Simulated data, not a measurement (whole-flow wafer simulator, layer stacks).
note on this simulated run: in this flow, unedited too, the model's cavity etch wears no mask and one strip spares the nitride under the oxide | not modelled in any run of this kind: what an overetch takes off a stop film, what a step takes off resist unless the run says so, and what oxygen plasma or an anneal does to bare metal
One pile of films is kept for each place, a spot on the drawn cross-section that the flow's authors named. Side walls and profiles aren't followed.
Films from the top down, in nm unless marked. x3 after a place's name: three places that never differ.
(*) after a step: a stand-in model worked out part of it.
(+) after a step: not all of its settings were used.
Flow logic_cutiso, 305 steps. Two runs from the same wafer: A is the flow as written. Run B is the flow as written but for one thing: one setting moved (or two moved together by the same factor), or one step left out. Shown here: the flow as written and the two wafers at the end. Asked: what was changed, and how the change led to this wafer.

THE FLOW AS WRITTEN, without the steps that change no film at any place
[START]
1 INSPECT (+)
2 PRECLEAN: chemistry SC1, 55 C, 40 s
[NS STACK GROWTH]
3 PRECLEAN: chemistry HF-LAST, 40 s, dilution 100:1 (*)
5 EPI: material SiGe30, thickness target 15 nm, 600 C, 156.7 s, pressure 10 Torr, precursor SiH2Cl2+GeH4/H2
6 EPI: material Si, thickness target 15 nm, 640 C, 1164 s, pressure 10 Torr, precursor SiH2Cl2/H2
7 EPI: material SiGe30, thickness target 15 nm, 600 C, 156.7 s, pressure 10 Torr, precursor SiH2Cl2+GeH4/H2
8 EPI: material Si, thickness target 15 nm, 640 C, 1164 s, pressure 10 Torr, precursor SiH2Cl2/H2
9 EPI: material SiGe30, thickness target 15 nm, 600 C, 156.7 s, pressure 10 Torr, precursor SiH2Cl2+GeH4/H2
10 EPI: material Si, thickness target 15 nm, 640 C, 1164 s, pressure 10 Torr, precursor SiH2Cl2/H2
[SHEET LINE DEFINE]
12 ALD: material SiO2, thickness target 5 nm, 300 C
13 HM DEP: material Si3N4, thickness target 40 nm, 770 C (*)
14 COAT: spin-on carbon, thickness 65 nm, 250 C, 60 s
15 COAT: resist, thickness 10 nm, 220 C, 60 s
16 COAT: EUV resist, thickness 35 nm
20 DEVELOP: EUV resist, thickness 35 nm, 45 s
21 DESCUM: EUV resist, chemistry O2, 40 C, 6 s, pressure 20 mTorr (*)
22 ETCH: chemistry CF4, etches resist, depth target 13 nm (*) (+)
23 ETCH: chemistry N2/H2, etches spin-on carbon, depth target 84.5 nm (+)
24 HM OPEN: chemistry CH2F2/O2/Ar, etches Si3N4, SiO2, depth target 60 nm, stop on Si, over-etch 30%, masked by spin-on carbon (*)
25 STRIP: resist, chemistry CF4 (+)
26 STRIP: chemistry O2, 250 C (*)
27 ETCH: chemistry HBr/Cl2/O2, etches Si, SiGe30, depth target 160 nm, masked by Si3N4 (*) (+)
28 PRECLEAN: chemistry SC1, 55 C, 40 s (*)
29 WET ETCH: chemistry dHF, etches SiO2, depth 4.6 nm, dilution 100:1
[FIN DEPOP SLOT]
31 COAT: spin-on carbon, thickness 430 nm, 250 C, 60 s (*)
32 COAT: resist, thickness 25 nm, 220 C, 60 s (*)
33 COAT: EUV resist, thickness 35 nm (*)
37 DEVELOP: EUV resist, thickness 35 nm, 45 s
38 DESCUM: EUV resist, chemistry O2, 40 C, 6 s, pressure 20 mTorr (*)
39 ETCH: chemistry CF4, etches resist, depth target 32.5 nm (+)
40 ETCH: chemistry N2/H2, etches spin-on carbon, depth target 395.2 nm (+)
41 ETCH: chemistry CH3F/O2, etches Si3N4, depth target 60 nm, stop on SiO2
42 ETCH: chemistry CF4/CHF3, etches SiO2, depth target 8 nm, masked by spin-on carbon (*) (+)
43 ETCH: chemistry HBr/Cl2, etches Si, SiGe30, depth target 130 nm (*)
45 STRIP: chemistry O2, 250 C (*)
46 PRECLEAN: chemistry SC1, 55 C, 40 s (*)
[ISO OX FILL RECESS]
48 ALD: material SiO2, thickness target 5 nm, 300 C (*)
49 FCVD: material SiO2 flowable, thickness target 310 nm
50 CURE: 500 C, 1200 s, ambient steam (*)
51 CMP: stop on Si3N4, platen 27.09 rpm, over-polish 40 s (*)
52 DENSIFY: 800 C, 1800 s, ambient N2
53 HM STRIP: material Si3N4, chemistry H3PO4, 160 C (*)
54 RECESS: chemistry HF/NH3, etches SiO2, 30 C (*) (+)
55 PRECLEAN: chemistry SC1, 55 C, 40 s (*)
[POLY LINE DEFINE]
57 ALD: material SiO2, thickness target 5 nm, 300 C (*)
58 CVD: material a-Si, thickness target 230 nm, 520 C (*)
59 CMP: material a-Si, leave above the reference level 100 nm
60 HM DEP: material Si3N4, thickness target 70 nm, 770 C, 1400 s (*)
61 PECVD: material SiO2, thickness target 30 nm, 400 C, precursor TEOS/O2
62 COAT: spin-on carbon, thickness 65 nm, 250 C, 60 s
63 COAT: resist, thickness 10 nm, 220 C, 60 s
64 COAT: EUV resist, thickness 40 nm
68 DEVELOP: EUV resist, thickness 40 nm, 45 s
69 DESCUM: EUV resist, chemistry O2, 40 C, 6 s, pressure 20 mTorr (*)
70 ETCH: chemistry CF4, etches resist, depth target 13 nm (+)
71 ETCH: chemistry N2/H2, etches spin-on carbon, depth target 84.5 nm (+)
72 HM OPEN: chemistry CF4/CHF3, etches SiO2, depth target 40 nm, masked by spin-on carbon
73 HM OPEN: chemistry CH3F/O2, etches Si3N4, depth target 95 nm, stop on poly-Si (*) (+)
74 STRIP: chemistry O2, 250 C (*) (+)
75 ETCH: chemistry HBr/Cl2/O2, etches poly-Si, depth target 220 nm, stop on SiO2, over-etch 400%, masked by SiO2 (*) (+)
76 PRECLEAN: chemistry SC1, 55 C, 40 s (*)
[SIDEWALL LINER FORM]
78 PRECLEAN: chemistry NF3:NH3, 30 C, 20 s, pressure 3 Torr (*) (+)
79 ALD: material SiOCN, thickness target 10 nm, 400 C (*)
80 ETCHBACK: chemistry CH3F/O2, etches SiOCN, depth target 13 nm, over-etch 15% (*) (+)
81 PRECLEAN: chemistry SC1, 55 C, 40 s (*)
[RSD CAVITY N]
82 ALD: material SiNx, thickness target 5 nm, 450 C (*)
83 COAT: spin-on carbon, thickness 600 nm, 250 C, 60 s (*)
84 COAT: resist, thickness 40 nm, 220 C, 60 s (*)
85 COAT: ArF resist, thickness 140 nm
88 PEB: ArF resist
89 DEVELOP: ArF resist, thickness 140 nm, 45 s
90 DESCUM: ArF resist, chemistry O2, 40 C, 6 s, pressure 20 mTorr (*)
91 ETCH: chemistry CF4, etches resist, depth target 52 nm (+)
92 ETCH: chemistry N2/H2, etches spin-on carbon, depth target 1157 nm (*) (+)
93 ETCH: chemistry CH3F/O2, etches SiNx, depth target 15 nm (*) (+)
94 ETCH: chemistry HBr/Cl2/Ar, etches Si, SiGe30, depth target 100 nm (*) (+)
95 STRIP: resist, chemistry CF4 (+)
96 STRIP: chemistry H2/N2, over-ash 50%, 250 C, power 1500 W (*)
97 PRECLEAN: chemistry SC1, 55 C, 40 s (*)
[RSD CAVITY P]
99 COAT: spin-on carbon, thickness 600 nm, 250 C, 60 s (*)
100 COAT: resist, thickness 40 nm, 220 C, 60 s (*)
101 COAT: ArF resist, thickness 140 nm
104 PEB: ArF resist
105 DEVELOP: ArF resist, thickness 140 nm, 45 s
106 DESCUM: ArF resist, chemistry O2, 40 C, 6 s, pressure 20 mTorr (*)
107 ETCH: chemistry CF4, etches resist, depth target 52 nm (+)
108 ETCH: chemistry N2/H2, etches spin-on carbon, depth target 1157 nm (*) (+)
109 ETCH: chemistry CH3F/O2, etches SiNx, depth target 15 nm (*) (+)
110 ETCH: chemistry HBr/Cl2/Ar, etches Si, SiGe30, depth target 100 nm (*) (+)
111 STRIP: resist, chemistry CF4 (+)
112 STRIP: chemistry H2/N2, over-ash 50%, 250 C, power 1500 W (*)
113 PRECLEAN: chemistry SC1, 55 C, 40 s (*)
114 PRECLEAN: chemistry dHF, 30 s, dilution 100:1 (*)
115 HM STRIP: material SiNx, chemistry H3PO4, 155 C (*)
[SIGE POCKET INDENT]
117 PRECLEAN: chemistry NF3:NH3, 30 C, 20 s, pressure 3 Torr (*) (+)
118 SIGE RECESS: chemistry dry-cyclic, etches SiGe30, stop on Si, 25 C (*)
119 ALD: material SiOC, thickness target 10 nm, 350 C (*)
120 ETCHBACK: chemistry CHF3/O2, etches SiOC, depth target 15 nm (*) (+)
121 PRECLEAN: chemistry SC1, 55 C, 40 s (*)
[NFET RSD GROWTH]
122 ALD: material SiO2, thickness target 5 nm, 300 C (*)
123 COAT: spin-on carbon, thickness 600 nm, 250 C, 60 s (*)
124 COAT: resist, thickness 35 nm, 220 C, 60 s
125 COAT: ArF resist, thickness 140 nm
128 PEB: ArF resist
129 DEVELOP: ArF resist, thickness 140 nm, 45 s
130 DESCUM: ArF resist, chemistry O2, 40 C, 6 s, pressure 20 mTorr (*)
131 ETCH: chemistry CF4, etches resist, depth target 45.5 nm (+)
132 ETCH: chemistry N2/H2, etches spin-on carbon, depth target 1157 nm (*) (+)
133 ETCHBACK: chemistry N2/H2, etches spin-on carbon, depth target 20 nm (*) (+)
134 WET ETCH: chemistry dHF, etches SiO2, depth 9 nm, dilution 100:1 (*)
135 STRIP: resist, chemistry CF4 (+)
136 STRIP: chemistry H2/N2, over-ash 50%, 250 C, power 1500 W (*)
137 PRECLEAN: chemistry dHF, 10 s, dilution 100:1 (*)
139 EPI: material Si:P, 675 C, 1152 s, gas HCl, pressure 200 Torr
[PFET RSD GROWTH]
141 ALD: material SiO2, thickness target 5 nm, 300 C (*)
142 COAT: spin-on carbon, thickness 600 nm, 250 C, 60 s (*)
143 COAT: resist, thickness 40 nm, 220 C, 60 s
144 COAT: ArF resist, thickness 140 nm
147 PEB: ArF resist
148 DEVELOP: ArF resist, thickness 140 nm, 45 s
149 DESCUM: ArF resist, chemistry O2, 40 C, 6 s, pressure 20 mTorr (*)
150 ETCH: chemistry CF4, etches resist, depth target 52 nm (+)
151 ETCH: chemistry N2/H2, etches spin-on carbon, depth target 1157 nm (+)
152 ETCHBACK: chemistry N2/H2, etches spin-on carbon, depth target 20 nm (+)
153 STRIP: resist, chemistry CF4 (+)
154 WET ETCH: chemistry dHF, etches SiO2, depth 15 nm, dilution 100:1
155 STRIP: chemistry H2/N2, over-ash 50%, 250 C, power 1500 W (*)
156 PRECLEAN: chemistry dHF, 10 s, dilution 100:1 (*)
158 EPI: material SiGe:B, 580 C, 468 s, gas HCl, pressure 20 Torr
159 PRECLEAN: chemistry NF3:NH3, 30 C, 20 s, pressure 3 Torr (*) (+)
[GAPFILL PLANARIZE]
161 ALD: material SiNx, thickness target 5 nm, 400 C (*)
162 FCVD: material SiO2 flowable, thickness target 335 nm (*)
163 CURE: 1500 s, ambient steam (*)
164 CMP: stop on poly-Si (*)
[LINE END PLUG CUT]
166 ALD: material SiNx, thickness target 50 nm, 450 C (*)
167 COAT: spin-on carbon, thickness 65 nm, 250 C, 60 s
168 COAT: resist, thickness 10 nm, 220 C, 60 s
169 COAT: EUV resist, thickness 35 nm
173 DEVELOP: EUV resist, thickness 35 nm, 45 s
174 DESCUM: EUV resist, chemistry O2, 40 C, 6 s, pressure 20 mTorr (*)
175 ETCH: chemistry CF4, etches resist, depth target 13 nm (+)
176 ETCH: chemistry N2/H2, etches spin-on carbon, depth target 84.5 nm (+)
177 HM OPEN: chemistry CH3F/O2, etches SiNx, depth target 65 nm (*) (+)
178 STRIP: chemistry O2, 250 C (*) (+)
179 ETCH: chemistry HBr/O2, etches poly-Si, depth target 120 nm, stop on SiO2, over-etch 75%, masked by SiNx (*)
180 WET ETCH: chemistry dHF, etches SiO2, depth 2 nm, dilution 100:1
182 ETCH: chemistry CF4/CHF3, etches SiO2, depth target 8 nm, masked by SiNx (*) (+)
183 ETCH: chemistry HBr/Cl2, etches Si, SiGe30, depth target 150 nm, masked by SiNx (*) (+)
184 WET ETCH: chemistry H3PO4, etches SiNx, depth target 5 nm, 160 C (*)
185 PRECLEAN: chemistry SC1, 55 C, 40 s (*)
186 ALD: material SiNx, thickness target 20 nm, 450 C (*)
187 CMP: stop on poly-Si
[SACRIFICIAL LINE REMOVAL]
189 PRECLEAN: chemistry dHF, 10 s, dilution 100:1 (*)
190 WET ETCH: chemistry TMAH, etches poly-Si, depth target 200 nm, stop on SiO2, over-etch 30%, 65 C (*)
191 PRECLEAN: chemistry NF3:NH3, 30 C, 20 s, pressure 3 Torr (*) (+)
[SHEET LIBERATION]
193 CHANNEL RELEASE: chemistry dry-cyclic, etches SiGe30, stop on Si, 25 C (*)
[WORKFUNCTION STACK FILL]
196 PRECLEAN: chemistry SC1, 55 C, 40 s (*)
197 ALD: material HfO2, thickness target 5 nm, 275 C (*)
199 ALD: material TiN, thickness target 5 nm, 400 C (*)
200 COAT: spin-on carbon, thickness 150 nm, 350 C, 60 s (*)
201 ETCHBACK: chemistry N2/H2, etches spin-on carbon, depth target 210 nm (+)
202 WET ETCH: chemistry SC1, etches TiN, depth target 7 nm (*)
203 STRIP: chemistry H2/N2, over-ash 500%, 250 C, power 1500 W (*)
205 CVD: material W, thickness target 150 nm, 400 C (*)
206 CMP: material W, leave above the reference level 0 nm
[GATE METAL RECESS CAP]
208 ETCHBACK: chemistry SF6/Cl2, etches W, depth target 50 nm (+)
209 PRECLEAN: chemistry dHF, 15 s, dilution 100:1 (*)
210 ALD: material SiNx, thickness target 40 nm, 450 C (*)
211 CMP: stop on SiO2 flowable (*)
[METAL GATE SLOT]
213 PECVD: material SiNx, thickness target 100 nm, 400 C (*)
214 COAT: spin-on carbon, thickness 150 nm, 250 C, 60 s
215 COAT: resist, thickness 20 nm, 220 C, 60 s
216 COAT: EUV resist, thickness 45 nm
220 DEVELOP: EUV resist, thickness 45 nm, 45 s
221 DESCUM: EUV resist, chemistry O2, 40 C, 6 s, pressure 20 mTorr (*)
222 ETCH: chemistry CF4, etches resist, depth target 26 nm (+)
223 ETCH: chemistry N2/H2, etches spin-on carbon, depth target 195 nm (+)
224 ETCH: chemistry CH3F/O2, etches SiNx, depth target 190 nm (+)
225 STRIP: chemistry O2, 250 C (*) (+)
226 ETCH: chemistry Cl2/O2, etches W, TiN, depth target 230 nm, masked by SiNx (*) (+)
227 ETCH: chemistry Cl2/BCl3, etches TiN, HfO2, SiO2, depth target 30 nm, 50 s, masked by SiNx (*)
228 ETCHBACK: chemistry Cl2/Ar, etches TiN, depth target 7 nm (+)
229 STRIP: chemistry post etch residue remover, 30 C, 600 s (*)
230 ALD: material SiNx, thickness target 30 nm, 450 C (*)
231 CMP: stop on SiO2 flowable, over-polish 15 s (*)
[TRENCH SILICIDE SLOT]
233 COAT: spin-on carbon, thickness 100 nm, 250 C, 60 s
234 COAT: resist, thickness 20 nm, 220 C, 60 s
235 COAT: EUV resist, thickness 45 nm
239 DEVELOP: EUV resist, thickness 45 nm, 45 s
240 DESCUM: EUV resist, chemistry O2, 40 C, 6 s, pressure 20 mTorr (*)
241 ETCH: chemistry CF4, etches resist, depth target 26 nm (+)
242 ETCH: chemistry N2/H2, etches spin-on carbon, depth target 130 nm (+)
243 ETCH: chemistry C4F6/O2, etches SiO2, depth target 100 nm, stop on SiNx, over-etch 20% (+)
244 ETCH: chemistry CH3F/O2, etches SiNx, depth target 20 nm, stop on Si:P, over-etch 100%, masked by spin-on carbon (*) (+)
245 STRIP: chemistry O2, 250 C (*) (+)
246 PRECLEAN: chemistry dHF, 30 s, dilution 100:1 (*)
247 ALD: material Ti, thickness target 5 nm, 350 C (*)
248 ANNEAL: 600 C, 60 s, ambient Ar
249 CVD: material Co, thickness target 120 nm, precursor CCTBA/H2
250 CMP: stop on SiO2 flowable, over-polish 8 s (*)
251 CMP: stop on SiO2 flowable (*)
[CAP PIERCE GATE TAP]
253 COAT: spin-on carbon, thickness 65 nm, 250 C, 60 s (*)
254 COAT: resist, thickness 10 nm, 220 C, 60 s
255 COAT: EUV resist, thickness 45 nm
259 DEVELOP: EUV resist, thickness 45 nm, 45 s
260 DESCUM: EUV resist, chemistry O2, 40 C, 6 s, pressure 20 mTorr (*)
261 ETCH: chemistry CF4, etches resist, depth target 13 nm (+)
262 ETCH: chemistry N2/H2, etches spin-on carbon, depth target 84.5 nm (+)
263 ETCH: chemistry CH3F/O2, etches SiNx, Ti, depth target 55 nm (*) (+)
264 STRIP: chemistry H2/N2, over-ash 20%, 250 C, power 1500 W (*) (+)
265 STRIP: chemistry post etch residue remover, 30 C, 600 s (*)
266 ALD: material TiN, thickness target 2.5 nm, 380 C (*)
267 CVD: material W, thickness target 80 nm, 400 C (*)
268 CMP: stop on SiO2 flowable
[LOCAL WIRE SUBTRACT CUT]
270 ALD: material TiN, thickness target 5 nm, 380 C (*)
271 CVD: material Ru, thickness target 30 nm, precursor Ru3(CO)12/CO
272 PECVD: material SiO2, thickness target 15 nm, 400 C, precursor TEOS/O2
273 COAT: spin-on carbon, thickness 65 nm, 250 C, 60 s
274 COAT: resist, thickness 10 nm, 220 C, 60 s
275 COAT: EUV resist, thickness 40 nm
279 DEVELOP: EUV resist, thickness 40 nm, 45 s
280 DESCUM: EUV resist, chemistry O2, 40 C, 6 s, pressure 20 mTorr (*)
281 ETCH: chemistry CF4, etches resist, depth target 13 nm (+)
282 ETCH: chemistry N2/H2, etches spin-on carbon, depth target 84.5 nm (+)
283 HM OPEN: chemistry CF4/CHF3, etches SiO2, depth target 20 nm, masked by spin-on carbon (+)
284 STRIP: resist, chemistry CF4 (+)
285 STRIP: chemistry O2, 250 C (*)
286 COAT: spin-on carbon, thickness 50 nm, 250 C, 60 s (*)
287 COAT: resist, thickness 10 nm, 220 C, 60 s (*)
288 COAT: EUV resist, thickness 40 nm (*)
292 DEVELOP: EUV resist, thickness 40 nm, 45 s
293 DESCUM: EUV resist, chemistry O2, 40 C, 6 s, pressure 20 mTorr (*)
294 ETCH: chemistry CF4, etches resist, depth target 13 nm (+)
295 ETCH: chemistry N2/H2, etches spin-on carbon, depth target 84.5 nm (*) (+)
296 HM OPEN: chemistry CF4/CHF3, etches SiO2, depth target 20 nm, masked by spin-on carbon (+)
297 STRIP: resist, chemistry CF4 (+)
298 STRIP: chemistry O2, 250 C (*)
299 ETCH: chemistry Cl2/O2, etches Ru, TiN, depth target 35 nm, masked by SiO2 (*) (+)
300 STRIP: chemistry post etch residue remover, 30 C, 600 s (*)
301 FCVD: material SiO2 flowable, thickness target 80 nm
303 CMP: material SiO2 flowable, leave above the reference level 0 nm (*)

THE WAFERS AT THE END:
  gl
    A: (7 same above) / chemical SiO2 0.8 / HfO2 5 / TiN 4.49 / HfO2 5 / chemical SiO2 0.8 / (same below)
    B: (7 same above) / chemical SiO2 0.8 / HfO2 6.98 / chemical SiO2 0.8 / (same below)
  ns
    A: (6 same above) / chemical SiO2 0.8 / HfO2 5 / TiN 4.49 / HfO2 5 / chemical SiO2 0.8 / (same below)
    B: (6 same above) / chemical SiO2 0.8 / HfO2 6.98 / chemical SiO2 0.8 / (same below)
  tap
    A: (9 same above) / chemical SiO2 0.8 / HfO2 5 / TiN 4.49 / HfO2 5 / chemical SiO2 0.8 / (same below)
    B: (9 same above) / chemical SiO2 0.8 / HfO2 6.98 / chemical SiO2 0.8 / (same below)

The cause: step 9, EPI: 78.3 s was run, where the flow has 156.7 s.

How the change led to this, step by step:
  9 EPI: material SiGe30, thickness target 15 nm, 600 C, 156.7 s, pressure 10 Torr, precursor SiH2Cl2+GeH4/H2
      depop, dpovl, gfld and 19 more: A SiGe30 +15 (new film) | B SiGe30 +7.5 (new film)
  27 ETCH: chemistry HBr/Cl2/O2, etches Si, SiGe30, depth target 160 nm, masked by Si3N4 (*) (+)
      gfld, gxf, iso, lnri: A chemical SiO2 -0.79 (all of it), Si -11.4 (all of it), SiGe30 -15 (all of it), Si -15 (all of it), SiGe30 -15 (all of it), Si -15 (all of it), SiGe30 -15 (all of it), Si -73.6 | B chemical SiO2 -0.79 (all of it), Si -11.4 (all of it), SiGe30 -7.5 (all of it), Si -15 (all of it), SiGe30 -15 (all of it), Si -15 (all of it), SiGe30 -15 (all of it), Si -81.1
      dpovl, nsgap: A chemical SiO2 -0.79 (all of it), Si -11.8 (all of it), SiGe30 -15 (all of it), Si -15 (all of it), SiGe30 -15 (all of it), Si -15 (all of it), SiGe30 -15 (all of it), Si -73.2 | B chemical SiO2 -0.79 (all of it), Si -11.8 (all of it), SiGe30 -7.5 (all of it), Si -15 (all of it), SiGe30 -15 (all of it), Si -15 (all of it), SiGe30 -15 (all of it), Si -80.7
      (and at 1 more place)
  43 ETCH: chemistry HBr/Cl2, etches Si, SiGe30, depth target 130 nm (*)
      depop: A Si -14 (all of it), SiGe30 -15 (all of it), Si -15 (all of it), SiGe30 -15 (all of it), Si -15 (all of it), SiGe30 -15 (all of it), Si -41 | B Si -14 (all of it), SiGe30 -7.5 (all of it), Si -15 (all of it), SiGe30 -15 (all of it), Si -15 (all of it), SiGe30 -15 (all of it), Si -48.5
  94 ETCH: chemistry HBr/Cl2/Ar, etches Si, SiGe30, depth target 100 nm (*) (+)
      rsdn, rsdx: A chemical SiO2 -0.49 (all of it), Si -12.8 (all of it), SiGe30 -15 (all of it), Si -15 (all of it), SiGe30 -15 (all of it), Si -15 (all of it), SiGe30 -15 (all of it), Si -12.2 | B chemical SiO2 -0.49 (all of it), Si -12.8 (all of it), SiGe30 -7.5 (all of it), Si -15 (all of it), SiGe30 -15 (all of it), Si -15 (all of it), SiGe30 -15 (all of it), Si -19.7
  110 ETCH: chemistry HBr/Cl2/Ar, etches Si, SiGe30, depth target 100 nm (*) (+)
      rsdp, rsdw: A chemical SiO2 -0.49 (all of it), Si -12.8 (all of it), SiGe30 -15 (all of it), Si -15 (all of it), SiGe30 -15 (all of it), Si -15 (all of it), SiGe30 -15 (all of it), Si -12.2 | B chemical SiO2 -0.49 (all of it), Si -12.8 (all of it), SiGe30 -7.5 (all of it), Si -15 (all of it), SiGe30 -15 (all of it), Si -15 (all of it), SiGe30 -15 (all of it), Si -19.7
  118 SIGE RECESS: chemistry dry-cyclic, etches SiGe30, stop on Si, 25 C (*)
      lnr, lnrp, lnrt: A SiOCN -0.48, Si -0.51, cavity +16 (new film), SiGe30 -15 (all of it), Si -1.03, cavity +16 (new film), SiGe30 -15 (all of it), Si -1.03, cavity +16 (new film), SiGe30 -15 (all of it), Si -0.51 | B SiOCN -0.48, Si -0.51, cavity +8.52 (new film), SiGe30 -7.5 (all of it), Si -1.03, cavity +16 (new film), SiGe30 -15 (all of it), Si -1.03, cavity +16 (new film), SiGe30 -15 (all of it), Si -0.51
  119 ALD: material SiOC, thickness target 10 nm, 350 C (*)
      lnr, lnrp, lnrt: A SiOC +10 (new film), SiOC +16 (new film), cavity -16 (all of it), SiOC +16 (new film), cavity -16 (all of it), SiOC +16 (new film), cavity -16 (all of it) | B SiOC +10 (new film), SiOC +8.52 (new film), cavity -8.52 (all of it), SiOC +16 (new film), cavity -16 (all of it), SiOC +16 (new film), cavity -16 (all of it)
  183 ETCH: chemistry HBr/Cl2, etches Si, SiGe30, depth target 150 nm, masked by SiNx (*) (+)
      plug: A Si -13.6 (all of it), SiGe30 -15 (all of it), Si -15 (all of it), SiGe30 -15 (all of it), Si -15 (all of it), SiGe30 -15 (all of it), Si -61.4 | B Si -13.6 (all of it), SiGe30 -7.5 (all of it), Si -15 (all of it), SiGe30 -15 (all of it), Si -15 (all of it), SiGe30 -15 (all of it), Si -68.9
  193 CHANNEL RELEASE: chemistry dry-cyclic, etches SiGe30, stop on Si, 25 C (*)
      gl, glp, gxn, gxp, ns, tap: A chemical SiO2 +0.8 (new film), Si -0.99, chemical SiO2 +0.8 (new film), cavity +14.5 (new film), chemical SiO2 +0.8 (new film), SiGe30 -15 (all of it), Si -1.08, chemical SiO2 +0.8 (new film), cavity +14.5 (new film), chemical SiO2 +0.8 (new film), SiGe30 -15 (all of it), Si -1.08, chemical SiO2 +0.8 (new film), cavity +14.5 (new film), chemical SiO2 +0.8 (new film), SiGe30 -15 (all of it), Si -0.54 | B chemical SiO2 +0.8 (new film), Si -0.99, chemical SiO2 +0.8 (new film), cavity +6.98 (new film), chemical SiO2 +0.8 (new film), SiGe30 -7.5 (all of it), Si -1.08, chemical SiO2 +0.8 (new film), cavity +14.5 (new film), chemical SiO2 +0.8 (new film), SiGe30 -15 (all of it), Si -1.08, chemical SiO2 +0.8 (new film), cavity +14.5 (new film), chemical SiO2 +0.8 (new film), SiGe30 -15 (all of it), Si -0.54
  197 ALD: material HfO2, thickness target 5 nm, 275 C (*)
      gl, glp, gxn, gxp, ns, tap: A HfO2 +5 (new film), HfO2 +5 (new film), cavity -10, HfO2 +5 (new film), HfO2 +5 (new film), cavity -10, HfO2 +5 (new film), HfO2 +5 (new film), cavity -10, HfO2 +5 (new film) | B HfO2 +5 (new film), HfO2 +6.98 (new film), cavity -6.98 (all of it), HfO2 +5 (new film), cavity -10, HfO2 +5 (new film), HfO2 +5 (new film), cavity -10, HfO2 +5 (new film)
  199 ALD: material TiN, thickness target 5 nm, 400 C (*)
      gl, glp, tap: A TiN +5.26 (new film), TiN +4.49 (new film), cavity -4.49 (all of it), TiN +4.49 (new film), cavity -4.49 (all of it), TiN +4.49 (new film), cavity -4.49 (all of it) | B TiN +5.26 (new film), TiN +4.49 (new film), cavity -4.49 (all of it), TiN +4.49 (new film), cavity -4.49 (all of it)
      gxn, gxp, ns: A TiN +5 (new film), TiN +4.49 (new film), cavity -4.49 (all of it), TiN +4.49 (new film), cavity -4.49 (all of it), TiN +4.49 (new film), cavity -4.49 (all of it) | B TiN +5 (new film), TiN +4.49 (new film), cavity -4.49 (all of it), TiN +4.49 (new film), cavity -4.49 (all of it)
Counting metal films that touch as one body, gl has 3 bodies (between them, from the top down: HfO2 5 / chemical SiO2 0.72 / Si 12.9 / chemical SiO2 0.8 / HfO2 6.98 / chemical SiO2 0.8 / Si 13.9 / chemical SiO2 0.8 / HfO2 5; HfO2 5 / chemical SiO2 0.8 / Si 13.9 / chemical SiO2 0.8 / HfO2 5); the flow as written gives 4 bodies (between them, from the top down: HfO2 5 / chemical SiO2 0.72 / Si 12.9 / chemical SiO2 0.8 / HfO2 5; HfO2 5 / chemical SiO2 0.8 / Si 13.9 / chemical SiO2 0.8 / HfO2 5; HfO2 5 / chemical SiO2 0.8 / Si 13.9 / chemical SiO2 0.8 / HfO2 5).
Counting metal films that touch as one body, ns has 3 bodies (between them, from the top down: HfO2 5 / chemical SiO2 0.72 / Si 12.9 / chemical SiO2 0.8 / HfO2 6.98 / chemical SiO2 0.8 / Si 13.9 / chemical SiO2 0.8 / HfO2 5; HfO2 5 / chemical SiO2 0.8 / Si 13.9 / chemical SiO2 0.8 / HfO2 5); the flow as written gives 4 bodies (between them, from the top down: HfO2 5 / chemical SiO2 0.72 / Si 12.9 / chemical SiO2 0.8 / HfO2 5; HfO2 5 / chemical SiO2 0.8 / Si 13.9 / chemical SiO2 0.8 / HfO2 5; HfO2 5 / chemical SiO2 0.8 / Si 13.9 / chemical SiO2 0.8 / HfO2 5).
Counting metal films that touch as one body, tap has 3 bodies (between them, from the top down: HfO2 5 / chemical SiO2 0.72 / Si 12.9 / chemical SiO2 0.8 / HfO2 6.98 / chemical SiO2 0.8 / Si 13.9 / chemical SiO2 0.8 / HfO2 5; HfO2 5 / chemical SiO2 0.8 / Si 13.9 / chemical SiO2 0.8 / HfO2 5); the flow as written gives 4 bodies (between them, from the top down: HfO2 5 / chemical SiO2 0.72 / Si 12.9 / chemical SiO2 0.8 / HfO2 5; HfO2 5 / chemical SiO2 0.8 / Si 13.9 / chemical SiO2 0.8 / HfO2 5; HfO2 5 / chemical SiO2 0.8 / Si 13.9 / chemical SiO2 0.8 / HfO2 5).
